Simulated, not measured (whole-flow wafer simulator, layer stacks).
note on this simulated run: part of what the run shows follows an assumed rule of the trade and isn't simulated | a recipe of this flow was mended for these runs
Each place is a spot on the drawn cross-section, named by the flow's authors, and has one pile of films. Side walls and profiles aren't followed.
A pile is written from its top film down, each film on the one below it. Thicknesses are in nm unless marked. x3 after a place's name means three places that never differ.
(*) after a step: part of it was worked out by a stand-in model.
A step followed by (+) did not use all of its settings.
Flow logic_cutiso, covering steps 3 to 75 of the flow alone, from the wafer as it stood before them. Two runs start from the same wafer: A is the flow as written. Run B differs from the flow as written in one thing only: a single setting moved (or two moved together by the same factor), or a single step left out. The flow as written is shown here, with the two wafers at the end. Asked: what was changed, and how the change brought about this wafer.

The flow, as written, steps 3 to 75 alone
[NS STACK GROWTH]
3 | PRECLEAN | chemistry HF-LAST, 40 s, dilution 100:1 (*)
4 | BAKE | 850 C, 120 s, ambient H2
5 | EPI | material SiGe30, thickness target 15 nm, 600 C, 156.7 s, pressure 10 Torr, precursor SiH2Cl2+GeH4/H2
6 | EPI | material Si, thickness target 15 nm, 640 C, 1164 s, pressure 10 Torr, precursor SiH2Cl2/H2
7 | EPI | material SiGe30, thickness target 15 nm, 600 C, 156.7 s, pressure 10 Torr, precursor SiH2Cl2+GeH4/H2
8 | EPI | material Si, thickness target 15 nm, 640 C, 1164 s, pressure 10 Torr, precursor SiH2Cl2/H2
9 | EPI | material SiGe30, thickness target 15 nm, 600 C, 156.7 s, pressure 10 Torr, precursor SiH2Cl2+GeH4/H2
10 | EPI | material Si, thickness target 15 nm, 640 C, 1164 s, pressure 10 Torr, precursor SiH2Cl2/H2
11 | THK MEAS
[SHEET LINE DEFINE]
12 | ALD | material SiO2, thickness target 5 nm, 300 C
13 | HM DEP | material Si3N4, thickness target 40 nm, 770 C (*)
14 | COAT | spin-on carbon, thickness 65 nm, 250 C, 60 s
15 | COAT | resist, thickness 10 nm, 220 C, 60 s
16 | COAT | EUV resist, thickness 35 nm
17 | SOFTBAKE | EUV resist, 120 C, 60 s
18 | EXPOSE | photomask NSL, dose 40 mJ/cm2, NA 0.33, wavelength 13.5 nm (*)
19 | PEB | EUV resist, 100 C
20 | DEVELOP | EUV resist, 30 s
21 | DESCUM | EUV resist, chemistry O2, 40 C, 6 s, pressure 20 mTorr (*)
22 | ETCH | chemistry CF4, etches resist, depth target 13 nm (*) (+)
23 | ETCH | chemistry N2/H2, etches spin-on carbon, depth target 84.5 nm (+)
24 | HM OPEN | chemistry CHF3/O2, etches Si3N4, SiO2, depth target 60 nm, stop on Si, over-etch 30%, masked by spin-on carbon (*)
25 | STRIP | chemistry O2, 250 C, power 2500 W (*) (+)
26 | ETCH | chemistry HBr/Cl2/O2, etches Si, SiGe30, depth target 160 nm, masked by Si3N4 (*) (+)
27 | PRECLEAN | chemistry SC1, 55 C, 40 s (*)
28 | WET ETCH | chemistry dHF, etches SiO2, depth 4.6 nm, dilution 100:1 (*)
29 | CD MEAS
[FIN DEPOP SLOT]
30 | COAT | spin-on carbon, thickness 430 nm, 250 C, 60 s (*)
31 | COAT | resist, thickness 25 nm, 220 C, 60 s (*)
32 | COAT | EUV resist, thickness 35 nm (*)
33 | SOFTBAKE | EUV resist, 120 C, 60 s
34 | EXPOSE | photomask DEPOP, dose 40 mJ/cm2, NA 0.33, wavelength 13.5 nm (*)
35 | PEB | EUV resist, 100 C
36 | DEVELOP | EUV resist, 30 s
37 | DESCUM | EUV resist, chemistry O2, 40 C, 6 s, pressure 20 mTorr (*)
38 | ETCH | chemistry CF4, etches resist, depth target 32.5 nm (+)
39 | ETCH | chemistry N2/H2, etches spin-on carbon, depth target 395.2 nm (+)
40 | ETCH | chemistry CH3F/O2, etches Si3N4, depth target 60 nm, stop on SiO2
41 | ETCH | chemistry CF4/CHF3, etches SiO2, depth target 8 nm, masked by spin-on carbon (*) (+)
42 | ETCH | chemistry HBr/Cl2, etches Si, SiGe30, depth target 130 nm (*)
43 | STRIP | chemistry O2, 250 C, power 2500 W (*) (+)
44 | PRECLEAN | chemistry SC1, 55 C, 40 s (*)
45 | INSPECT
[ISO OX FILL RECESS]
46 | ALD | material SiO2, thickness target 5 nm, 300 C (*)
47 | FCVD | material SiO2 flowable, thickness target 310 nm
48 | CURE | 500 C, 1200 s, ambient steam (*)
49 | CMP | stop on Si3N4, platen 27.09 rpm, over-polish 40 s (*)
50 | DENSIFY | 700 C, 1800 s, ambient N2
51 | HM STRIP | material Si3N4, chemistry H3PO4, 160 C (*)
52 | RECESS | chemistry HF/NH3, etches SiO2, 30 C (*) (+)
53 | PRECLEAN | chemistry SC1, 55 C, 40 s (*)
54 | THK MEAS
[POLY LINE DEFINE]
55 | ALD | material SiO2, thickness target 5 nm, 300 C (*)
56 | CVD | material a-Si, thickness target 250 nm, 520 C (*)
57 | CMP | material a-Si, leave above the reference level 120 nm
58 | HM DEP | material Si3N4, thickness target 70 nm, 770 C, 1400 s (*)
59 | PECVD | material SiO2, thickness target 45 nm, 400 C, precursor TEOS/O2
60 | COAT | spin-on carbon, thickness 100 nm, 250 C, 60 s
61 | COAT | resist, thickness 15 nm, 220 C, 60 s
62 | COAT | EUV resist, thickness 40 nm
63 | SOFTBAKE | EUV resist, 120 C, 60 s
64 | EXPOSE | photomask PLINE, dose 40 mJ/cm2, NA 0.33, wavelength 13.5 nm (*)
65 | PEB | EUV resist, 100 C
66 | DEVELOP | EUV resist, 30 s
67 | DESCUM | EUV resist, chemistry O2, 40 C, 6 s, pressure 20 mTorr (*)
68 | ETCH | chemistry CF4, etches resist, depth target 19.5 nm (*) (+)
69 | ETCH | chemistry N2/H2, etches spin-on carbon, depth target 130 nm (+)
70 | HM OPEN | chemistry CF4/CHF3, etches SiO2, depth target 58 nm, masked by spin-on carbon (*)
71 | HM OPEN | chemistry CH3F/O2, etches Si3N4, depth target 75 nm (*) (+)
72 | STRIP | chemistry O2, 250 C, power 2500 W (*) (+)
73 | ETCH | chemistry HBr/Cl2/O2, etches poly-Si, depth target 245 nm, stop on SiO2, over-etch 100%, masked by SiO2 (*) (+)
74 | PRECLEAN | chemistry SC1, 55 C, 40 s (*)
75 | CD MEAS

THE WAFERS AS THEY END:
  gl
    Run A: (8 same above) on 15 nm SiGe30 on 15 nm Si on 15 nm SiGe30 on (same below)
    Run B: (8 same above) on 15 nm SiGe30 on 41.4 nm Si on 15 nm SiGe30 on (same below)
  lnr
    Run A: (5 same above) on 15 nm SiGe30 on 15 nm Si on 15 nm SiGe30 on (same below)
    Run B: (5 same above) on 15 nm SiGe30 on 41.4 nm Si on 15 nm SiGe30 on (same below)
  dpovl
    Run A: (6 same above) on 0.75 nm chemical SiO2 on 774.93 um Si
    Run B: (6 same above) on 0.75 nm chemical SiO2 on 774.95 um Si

Cause: step 6, EPI: 664 C was run, whereas the flow has 640 C.

Step by step, how the change led to this:
  6 | EPI | material Si, thickness target 15 nm, 640 C, 1164 s, pressure 10 Torr, precursor SiH2Cl2/H2
      depop, dpovl, gfld and 19 more: A Si gains 15 (new film) | B Si gains 41.4 (new film)
  26 | ETCH | chemistry HBr/Cl2/O2, etches Si, SiGe30, depth target 160 nm, masked by Si3N4 (*) (+)
      dpovl, gfld, gxf, iso, isow, lnri, nsgap: A chemical SiO2 loses 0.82 (all of it), Si loses 12 (all of it), SiGe30 loses 15 (all of it), Si loses 15 (all of it), SiGe30 loses 15 (all of it), Si loses 15 (all of it), SiGe30 loses 15 (all of it), Si loses 73 | B chemical SiO2 loses 0.82 (all of it), Si loses 12 (all of it), SiGe30 loses 15 (all of it), Si loses 15 (all of it), SiGe30 loses 15 (all of it), Si loses 41.4 (all of it), SiGe30 loses 15 (all of it), Si loses 46.6
  42 | ETCH | chemistry HBr/Cl2, etches Si, SiGe30, depth target 130 nm (*)
      depop: A Si loses 13.8 (all of it), SiGe30 loses 15 (all of it), Si loses 15 (all of it), SiGe30 loses 15 (all of it), Si loses 15 (all of it), SiGe30 loses 15 (all of it), Si loses 41.2 | B Si loses 13.8 (all of it), SiGe30 loses 15 (all of it), Si loses 15 (all of it), SiGe30 loses 15 (all of it), Si loses 41.4 (all of it), SiGe30 loses 15 (all of it), Si loses 14.8
